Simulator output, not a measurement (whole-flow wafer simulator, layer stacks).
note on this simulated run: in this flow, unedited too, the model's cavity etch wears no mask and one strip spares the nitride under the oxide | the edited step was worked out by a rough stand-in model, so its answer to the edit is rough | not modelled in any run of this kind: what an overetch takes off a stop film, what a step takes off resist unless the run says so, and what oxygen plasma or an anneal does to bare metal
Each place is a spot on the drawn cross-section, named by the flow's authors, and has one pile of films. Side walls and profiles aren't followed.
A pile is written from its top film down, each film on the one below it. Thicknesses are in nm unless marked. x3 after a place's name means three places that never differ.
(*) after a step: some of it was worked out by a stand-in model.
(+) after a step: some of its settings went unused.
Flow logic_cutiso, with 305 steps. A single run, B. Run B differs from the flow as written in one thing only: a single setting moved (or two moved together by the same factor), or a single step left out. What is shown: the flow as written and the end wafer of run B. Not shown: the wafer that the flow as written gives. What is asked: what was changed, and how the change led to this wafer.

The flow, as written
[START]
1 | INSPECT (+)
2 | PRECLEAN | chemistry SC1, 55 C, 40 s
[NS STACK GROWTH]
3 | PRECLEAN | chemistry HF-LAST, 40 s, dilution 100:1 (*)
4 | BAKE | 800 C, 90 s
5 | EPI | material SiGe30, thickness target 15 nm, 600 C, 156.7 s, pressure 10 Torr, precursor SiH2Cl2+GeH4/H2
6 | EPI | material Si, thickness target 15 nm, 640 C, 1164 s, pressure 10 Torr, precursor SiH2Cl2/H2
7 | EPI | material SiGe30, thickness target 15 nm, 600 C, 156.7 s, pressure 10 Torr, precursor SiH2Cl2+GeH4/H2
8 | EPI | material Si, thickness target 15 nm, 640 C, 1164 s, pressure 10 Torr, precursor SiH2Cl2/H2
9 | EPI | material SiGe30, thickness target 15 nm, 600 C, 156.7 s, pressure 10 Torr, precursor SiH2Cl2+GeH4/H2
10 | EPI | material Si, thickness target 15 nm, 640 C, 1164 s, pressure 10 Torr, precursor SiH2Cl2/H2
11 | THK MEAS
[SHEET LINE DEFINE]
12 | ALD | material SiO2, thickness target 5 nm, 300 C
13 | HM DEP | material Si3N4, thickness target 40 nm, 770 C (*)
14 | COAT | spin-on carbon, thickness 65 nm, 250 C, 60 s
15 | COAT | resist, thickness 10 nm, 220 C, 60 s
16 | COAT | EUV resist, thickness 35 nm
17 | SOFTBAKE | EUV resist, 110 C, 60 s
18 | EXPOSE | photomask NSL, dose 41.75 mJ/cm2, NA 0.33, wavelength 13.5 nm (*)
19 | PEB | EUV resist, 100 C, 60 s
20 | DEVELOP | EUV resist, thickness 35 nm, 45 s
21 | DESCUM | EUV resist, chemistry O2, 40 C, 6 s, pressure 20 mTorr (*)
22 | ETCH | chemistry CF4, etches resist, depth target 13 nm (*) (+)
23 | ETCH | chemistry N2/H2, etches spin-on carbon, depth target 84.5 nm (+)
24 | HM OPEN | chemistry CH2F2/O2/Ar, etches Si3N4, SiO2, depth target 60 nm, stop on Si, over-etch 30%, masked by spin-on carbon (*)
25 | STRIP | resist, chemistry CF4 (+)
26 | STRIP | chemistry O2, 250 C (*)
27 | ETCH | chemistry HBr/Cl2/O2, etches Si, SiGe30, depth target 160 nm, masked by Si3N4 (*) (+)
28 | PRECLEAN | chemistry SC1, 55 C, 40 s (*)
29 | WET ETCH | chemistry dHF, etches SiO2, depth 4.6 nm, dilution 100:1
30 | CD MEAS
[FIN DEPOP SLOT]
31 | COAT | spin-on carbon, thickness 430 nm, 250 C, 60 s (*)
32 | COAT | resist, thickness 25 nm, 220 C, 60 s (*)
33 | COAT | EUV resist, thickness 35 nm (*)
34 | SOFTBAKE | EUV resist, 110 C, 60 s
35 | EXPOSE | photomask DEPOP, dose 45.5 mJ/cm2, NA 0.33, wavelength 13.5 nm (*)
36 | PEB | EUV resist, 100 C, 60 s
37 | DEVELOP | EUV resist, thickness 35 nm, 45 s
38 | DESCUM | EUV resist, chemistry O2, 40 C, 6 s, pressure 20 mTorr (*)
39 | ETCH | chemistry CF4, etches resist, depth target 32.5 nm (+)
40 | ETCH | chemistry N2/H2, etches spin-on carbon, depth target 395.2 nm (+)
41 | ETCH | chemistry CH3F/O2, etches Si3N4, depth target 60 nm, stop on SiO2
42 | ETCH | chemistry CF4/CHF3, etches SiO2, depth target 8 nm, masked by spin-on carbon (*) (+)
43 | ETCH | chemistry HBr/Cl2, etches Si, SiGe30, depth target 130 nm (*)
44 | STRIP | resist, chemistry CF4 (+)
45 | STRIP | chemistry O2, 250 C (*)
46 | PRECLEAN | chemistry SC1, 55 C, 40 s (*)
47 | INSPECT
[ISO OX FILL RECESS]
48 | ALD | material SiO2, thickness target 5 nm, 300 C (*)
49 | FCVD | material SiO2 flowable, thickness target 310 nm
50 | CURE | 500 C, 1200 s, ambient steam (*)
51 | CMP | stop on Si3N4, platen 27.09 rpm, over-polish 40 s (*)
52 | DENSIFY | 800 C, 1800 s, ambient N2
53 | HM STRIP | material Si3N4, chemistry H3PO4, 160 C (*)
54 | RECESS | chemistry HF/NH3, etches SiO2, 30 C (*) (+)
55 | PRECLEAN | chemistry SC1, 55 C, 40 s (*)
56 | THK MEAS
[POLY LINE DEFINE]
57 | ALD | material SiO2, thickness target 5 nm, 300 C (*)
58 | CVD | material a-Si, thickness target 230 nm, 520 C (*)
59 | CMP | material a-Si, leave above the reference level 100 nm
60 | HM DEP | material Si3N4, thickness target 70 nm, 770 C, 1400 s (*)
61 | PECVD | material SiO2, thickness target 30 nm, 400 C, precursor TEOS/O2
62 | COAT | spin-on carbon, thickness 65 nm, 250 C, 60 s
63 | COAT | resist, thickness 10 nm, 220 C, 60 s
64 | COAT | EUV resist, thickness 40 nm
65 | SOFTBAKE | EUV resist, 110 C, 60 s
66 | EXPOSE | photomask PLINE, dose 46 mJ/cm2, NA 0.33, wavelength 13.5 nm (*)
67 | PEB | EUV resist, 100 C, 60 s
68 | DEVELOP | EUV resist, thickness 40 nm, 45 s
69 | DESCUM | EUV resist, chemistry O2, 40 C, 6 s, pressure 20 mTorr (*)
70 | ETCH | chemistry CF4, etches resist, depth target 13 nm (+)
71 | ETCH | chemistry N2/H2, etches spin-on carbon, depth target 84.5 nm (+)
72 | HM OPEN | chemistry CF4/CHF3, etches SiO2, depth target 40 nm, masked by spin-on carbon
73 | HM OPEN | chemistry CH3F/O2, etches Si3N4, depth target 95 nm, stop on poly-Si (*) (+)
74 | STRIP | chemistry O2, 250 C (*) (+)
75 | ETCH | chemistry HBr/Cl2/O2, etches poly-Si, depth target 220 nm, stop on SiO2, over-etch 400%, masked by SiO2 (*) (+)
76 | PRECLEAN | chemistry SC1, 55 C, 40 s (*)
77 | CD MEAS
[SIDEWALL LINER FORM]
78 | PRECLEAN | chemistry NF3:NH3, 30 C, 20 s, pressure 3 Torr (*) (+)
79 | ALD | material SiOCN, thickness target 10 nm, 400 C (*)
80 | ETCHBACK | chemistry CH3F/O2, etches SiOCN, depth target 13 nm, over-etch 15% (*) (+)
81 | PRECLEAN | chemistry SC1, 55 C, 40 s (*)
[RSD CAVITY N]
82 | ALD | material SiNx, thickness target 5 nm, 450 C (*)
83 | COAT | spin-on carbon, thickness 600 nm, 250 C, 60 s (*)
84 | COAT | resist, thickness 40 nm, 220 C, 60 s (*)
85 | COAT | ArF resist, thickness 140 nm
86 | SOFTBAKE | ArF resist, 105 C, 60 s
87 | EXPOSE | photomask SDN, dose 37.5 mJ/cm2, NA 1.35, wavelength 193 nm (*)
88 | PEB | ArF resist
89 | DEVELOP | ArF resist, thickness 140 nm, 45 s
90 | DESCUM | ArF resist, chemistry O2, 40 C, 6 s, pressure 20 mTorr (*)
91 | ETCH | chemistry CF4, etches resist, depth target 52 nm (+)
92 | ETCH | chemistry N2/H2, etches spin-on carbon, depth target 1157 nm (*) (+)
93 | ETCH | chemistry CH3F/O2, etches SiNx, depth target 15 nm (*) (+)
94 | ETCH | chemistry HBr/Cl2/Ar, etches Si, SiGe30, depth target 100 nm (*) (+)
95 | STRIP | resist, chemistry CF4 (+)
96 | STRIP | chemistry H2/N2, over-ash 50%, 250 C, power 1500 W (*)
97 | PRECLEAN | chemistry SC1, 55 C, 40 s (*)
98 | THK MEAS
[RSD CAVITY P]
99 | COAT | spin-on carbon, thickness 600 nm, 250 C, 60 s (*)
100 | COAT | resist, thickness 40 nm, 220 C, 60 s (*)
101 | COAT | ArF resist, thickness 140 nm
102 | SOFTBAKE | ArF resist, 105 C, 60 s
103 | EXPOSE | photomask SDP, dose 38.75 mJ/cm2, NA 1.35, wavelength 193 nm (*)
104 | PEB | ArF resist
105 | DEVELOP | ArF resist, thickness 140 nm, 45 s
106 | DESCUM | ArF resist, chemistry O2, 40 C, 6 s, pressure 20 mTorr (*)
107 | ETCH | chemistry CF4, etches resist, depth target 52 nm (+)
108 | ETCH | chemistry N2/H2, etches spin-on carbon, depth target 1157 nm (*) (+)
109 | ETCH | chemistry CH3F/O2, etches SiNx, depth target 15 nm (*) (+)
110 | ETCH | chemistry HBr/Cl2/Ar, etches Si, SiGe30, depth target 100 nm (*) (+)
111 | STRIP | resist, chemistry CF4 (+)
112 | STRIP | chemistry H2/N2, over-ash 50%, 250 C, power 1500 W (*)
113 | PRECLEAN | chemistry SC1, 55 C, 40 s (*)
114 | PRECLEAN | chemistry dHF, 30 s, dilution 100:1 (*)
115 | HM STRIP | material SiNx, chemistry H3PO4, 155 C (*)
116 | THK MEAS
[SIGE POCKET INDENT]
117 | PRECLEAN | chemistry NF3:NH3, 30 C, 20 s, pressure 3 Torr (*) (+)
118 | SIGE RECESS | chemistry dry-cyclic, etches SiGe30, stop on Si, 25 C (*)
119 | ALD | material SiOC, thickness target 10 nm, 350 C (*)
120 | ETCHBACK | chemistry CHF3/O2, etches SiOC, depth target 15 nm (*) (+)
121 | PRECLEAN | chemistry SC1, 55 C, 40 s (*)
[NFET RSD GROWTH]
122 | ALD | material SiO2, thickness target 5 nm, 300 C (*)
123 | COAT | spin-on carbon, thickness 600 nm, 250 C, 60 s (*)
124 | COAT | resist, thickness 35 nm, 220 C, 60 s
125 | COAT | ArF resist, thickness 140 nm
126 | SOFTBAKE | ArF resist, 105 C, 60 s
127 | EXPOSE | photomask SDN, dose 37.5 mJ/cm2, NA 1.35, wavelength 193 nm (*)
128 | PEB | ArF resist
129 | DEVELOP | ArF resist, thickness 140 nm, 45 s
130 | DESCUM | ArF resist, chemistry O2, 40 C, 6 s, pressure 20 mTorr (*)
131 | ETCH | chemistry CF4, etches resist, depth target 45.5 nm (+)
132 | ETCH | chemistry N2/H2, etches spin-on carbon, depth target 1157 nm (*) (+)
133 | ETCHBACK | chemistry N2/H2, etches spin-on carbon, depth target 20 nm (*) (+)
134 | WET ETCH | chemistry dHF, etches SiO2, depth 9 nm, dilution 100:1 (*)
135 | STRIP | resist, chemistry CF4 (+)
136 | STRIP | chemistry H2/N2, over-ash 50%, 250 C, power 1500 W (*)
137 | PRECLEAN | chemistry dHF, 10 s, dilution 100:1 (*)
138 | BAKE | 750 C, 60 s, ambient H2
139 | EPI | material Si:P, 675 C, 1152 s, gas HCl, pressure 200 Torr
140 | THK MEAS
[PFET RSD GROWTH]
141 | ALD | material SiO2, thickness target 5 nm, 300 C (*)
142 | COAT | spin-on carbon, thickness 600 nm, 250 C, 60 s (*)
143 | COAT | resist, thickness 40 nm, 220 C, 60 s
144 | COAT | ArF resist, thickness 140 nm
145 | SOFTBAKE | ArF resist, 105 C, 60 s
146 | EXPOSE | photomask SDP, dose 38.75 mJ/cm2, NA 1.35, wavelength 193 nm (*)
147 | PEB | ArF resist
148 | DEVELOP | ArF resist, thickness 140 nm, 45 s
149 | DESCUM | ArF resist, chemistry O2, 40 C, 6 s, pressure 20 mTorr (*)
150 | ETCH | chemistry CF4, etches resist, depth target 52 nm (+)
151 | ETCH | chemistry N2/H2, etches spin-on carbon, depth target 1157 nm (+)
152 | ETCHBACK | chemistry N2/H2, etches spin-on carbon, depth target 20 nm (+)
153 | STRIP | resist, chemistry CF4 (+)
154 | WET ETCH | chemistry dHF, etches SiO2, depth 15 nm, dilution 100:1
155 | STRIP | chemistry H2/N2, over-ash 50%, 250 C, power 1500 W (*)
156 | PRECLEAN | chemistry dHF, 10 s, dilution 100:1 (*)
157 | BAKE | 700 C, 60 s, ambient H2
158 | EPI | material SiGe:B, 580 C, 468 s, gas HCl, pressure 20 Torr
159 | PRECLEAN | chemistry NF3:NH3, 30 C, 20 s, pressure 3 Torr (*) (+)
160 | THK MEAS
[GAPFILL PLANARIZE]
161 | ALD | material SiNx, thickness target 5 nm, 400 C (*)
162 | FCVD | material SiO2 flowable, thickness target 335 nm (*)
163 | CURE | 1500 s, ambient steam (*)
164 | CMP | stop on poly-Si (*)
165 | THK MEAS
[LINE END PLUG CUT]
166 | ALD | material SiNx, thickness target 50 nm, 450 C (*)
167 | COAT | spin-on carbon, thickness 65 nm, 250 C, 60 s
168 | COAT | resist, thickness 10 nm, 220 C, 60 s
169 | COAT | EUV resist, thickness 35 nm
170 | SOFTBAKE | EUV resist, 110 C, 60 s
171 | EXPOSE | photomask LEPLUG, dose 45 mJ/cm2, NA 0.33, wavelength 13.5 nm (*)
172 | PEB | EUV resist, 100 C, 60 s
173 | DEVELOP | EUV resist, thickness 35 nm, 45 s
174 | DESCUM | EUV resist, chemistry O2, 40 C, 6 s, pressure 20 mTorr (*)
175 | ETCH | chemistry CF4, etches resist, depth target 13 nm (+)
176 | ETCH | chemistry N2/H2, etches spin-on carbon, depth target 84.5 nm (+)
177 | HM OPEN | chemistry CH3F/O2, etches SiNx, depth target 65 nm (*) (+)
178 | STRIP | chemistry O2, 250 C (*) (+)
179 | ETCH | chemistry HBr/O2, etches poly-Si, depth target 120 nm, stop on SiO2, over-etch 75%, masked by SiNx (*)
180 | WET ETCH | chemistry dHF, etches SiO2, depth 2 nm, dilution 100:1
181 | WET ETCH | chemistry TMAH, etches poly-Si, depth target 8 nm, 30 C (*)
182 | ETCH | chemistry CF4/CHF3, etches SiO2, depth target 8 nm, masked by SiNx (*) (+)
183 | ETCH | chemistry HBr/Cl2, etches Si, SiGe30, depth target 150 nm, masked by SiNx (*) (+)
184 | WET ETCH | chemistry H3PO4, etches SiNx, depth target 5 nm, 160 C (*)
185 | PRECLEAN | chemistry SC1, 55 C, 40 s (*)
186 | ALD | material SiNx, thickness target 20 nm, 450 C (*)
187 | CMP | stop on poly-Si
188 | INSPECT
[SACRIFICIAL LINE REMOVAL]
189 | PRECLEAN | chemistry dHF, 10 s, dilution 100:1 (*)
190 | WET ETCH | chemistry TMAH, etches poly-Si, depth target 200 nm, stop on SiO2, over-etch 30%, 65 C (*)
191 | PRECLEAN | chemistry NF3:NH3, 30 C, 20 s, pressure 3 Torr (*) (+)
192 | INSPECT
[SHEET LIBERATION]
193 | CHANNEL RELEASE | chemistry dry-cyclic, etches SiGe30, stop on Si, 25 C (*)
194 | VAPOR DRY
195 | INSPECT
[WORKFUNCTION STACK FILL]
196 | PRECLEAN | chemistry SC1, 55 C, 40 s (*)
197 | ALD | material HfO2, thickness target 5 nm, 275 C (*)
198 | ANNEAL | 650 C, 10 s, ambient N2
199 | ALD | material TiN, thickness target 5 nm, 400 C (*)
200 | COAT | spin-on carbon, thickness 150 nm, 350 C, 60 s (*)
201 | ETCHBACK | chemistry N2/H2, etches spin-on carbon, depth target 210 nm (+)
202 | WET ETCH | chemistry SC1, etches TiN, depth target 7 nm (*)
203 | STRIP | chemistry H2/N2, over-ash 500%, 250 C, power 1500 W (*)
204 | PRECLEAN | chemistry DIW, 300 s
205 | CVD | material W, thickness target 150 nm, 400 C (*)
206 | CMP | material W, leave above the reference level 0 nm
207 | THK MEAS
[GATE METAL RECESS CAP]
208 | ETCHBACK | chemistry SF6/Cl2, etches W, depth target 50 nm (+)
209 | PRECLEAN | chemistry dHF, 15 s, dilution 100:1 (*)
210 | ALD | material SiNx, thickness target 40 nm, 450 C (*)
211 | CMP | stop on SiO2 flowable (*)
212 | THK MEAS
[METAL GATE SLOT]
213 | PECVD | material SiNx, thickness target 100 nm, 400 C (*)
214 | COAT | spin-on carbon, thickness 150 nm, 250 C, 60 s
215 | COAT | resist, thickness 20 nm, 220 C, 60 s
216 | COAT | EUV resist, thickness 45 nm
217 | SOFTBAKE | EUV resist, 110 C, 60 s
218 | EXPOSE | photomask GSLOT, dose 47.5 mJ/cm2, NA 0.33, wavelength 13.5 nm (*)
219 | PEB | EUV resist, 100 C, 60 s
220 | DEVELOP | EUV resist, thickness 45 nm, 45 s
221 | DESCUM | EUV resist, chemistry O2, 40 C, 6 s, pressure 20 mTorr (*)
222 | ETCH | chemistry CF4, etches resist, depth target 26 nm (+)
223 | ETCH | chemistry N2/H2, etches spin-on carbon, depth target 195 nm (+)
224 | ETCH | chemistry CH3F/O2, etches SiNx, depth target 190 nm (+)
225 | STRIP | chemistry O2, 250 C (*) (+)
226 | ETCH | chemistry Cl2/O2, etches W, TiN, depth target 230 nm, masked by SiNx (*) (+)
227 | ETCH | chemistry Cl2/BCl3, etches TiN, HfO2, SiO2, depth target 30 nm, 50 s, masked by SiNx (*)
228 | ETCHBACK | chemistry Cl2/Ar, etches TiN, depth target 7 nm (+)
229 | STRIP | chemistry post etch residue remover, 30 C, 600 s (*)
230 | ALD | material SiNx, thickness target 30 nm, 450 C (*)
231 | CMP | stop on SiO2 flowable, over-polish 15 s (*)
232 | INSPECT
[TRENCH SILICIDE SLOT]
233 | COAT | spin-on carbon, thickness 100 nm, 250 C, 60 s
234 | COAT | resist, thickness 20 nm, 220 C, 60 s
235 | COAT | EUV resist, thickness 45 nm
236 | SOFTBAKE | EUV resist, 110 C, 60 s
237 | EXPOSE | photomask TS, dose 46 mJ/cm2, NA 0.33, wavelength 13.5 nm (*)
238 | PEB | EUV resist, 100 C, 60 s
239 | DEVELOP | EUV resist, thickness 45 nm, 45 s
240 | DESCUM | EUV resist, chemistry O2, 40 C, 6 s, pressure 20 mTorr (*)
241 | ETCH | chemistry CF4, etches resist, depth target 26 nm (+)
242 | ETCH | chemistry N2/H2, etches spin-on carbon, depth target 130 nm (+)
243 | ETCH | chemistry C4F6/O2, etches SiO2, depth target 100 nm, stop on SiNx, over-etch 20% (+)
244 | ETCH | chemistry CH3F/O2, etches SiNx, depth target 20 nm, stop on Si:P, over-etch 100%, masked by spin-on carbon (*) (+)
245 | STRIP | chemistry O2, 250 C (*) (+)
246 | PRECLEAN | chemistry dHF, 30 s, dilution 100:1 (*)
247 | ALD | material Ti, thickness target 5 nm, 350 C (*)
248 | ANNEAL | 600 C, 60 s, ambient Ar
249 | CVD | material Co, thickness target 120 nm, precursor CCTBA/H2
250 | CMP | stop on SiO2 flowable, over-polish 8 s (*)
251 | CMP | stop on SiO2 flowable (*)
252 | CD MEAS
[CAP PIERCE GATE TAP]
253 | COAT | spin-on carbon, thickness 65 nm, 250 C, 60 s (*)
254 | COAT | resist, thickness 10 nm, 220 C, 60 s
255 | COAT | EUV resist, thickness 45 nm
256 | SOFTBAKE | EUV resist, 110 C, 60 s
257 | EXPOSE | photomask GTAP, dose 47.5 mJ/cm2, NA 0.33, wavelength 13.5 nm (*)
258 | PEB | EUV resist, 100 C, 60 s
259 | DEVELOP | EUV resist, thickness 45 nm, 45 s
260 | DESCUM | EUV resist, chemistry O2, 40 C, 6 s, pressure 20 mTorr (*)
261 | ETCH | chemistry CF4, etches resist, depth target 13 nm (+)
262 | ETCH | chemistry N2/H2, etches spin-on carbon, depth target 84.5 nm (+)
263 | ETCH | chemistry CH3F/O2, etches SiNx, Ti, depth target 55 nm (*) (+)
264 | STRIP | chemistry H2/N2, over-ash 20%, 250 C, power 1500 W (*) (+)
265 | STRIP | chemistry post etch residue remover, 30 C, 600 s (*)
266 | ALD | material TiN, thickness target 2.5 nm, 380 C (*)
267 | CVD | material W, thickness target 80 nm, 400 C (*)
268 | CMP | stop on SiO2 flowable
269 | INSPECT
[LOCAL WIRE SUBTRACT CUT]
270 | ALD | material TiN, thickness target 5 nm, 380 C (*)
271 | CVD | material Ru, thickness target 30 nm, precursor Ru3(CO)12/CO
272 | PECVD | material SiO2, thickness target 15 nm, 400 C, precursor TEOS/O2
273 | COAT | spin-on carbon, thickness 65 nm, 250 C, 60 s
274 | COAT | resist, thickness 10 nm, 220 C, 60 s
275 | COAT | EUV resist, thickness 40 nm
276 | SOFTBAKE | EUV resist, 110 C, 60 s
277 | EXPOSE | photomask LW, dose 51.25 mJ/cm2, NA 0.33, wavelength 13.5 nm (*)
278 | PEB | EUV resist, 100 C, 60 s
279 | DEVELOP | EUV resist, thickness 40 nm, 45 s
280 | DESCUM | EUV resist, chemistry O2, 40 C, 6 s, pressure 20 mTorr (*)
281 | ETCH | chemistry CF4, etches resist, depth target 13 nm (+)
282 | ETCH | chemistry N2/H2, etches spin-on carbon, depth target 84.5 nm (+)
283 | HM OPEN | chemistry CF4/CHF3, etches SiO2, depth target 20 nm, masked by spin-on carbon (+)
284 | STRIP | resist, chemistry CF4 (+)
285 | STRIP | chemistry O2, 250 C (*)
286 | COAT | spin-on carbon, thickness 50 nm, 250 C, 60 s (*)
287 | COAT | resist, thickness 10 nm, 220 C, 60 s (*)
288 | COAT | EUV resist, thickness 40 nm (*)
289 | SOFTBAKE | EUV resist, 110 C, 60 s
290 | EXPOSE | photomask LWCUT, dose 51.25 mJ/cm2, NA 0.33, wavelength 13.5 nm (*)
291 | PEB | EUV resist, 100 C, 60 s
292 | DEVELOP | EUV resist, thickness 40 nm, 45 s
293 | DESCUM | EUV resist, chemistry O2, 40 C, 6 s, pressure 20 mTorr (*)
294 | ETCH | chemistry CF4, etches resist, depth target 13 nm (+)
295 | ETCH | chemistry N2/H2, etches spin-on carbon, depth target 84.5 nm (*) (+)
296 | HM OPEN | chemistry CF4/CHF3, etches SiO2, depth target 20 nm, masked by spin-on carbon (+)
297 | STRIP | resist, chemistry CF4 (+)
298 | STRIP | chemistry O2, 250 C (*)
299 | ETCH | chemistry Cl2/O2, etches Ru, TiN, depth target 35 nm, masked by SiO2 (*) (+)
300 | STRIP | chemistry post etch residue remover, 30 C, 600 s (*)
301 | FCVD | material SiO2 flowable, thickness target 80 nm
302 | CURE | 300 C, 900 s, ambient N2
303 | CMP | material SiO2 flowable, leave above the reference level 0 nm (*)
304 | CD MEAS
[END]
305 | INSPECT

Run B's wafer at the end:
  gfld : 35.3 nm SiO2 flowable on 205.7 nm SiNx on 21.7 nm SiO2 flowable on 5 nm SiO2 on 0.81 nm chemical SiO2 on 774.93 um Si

The reason: step 227, ETCH: depth target 47.2 nm was run, though the flow has depth target 30 nm.

How this came from the change, step by step:
  227 | ETCH | chemistry Cl2/BCl3, etches TiN, HfO2, SiO2, depth target 30 nm, 50 s, masked by SiNx (*)
      gfld: HfO2 loses 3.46 (all of it), SiO2 flowable loses 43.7 (in the flow as written it would be: HfO2 loses 3.46 (all of it), SiO2 flowable loses 26.5)
  230 | ALD | material SiNx, thickness target 30 nm, 450 C (*)
      gfld: SiNx gains 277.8 (new film) (in the flow as written it would be: SiNx gains 260.6 (new film))
